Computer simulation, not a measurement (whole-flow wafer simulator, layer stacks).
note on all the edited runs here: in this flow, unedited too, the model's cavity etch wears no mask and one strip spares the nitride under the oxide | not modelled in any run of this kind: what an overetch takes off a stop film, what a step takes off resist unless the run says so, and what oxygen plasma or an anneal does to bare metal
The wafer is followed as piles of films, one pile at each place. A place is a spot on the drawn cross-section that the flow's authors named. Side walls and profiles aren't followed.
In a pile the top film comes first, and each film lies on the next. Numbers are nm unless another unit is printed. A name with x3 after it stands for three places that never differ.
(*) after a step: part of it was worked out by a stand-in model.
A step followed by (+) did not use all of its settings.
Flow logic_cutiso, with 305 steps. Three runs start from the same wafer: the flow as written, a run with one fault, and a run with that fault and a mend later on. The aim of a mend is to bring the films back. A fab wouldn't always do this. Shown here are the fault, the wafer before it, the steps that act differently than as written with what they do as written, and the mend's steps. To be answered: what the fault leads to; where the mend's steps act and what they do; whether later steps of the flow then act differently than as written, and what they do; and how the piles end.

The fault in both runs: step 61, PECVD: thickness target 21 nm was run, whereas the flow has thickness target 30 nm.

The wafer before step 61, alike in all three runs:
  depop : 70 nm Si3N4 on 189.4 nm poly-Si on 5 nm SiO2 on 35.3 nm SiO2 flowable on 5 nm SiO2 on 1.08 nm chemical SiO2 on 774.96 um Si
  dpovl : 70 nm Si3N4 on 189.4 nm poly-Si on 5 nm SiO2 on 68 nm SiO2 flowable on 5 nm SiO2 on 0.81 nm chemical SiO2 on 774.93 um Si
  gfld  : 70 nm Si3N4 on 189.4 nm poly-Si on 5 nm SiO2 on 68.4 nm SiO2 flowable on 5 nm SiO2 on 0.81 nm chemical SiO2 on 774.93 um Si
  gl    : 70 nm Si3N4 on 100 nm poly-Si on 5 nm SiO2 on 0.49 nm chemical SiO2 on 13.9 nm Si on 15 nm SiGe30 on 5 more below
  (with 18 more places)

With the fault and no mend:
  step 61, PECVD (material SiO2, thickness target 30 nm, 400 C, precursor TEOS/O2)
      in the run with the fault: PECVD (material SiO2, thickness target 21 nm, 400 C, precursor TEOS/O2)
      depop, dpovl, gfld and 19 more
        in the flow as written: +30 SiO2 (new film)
        in the run with the fault: +21 SiO2 (new film)
  Steps later in the flow that act otherwise than as written (not shown: 44 more steps that differ only slightly, by at most 2% or 0.5 nm, whichever is larger):
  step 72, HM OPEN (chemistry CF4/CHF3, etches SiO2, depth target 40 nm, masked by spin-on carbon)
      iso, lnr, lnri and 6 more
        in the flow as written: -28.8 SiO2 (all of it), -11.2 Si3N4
        in the run with the fault: -19.8 SiO2 (all of it), -20.2 Si3N4
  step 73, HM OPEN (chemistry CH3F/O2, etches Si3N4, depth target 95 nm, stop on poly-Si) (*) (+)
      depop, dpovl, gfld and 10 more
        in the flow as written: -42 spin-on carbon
        in the run with the fault: -35.6 spin-on carbon
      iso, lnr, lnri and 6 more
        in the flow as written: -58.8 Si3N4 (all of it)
        in the run with the fault: -49.8 Si3N4 (all of it)
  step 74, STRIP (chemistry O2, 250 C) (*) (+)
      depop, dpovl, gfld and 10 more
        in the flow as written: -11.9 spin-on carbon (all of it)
        in the run with the fault: -18.4 spin-on carbon (all of it)
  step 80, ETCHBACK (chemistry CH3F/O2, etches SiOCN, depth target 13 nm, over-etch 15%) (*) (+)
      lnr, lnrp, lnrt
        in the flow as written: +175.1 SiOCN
        in the run with the fault: +166.1 SiOCN
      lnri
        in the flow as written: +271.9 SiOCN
        in the run with the fault: +262.9 SiOCN
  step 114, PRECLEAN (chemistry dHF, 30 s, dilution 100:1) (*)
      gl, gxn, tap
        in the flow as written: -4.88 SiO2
        in the run with the fault: -2.52 SiO2 (all of it), -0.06 Si3N4
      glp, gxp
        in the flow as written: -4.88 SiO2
        in the run with the fault: -2.56 SiO2 (all of it), -0.06 Si3N4
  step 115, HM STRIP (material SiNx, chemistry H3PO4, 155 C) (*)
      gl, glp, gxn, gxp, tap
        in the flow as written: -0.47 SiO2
        in the run with the fault: -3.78 Si3N4
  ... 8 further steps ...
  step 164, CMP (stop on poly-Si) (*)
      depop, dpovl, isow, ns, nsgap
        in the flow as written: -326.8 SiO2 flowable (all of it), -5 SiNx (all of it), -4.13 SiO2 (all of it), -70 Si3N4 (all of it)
        in the run with the fault: -326.8 SiO2 flowable (all of it), -5 SiNx (all of it), -66.6 Si3N4 (all of it)
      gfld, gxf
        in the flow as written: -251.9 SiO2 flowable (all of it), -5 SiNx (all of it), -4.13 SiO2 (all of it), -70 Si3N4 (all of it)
        in the run with the fault: -254.2 SiO2 flowable (all of it), -5 SiNx (all of it), -66.6 Si3N4 (all of it)
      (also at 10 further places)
  When the end is reached, the piles differ only a little from the flow's at the places that both follow, at most by 2% or 0.5 nm, whichever is larger.

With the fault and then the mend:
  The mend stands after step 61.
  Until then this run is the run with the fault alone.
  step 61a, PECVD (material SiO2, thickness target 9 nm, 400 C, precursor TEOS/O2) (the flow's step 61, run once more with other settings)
      depop, dpovl, gfld and 19 more
        +9 SiO2
  Later steps of the flow that are run all act as written at every place that is followed.
  At every place that both follow, the piles at the end match the flow's.
